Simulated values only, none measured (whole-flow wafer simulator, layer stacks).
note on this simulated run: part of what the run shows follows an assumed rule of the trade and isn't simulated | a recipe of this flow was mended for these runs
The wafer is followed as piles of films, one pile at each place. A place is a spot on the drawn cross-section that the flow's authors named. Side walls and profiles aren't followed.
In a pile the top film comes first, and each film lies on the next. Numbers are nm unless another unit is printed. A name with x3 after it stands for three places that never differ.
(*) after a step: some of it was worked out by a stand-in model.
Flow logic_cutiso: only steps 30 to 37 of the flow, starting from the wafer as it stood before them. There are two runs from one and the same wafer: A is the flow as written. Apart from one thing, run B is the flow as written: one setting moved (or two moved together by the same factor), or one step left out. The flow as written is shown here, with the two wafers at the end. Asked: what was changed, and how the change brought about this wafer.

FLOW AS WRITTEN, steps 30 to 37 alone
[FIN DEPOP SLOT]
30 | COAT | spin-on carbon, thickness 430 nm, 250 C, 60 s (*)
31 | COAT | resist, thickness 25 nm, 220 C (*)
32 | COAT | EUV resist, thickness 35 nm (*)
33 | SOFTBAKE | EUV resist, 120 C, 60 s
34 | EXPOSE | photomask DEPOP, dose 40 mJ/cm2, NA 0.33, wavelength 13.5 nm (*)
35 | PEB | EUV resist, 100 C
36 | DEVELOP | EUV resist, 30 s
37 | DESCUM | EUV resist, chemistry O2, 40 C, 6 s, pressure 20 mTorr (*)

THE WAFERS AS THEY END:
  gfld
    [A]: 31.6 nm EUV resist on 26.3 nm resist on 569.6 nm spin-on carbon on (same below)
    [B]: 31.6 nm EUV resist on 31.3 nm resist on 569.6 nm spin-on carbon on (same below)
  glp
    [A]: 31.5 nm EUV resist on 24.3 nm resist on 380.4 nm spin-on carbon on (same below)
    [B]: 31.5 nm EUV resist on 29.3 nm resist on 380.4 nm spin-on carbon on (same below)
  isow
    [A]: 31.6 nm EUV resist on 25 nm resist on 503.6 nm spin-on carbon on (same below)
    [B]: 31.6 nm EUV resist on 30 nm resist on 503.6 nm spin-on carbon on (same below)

Cause: step 31, COAT: thickness 30 nm was run, while the flow as written has thickness 25 nm.
One can read it off the wafer: isow has resist 30, and step 31 as written asks for 25 nm.

The path from the change to this, step by step:
  31 | COAT | resist, thickness 25 nm, 220 C (*)
      depop, dpovl, isow, ns, nsgap: A +25 resist (new film) | B +30 resist (new film)
      gfld, lnri: A +26.3 resist (new film) | B +31.3 resist (new film)
      (as well as at 15 more places)
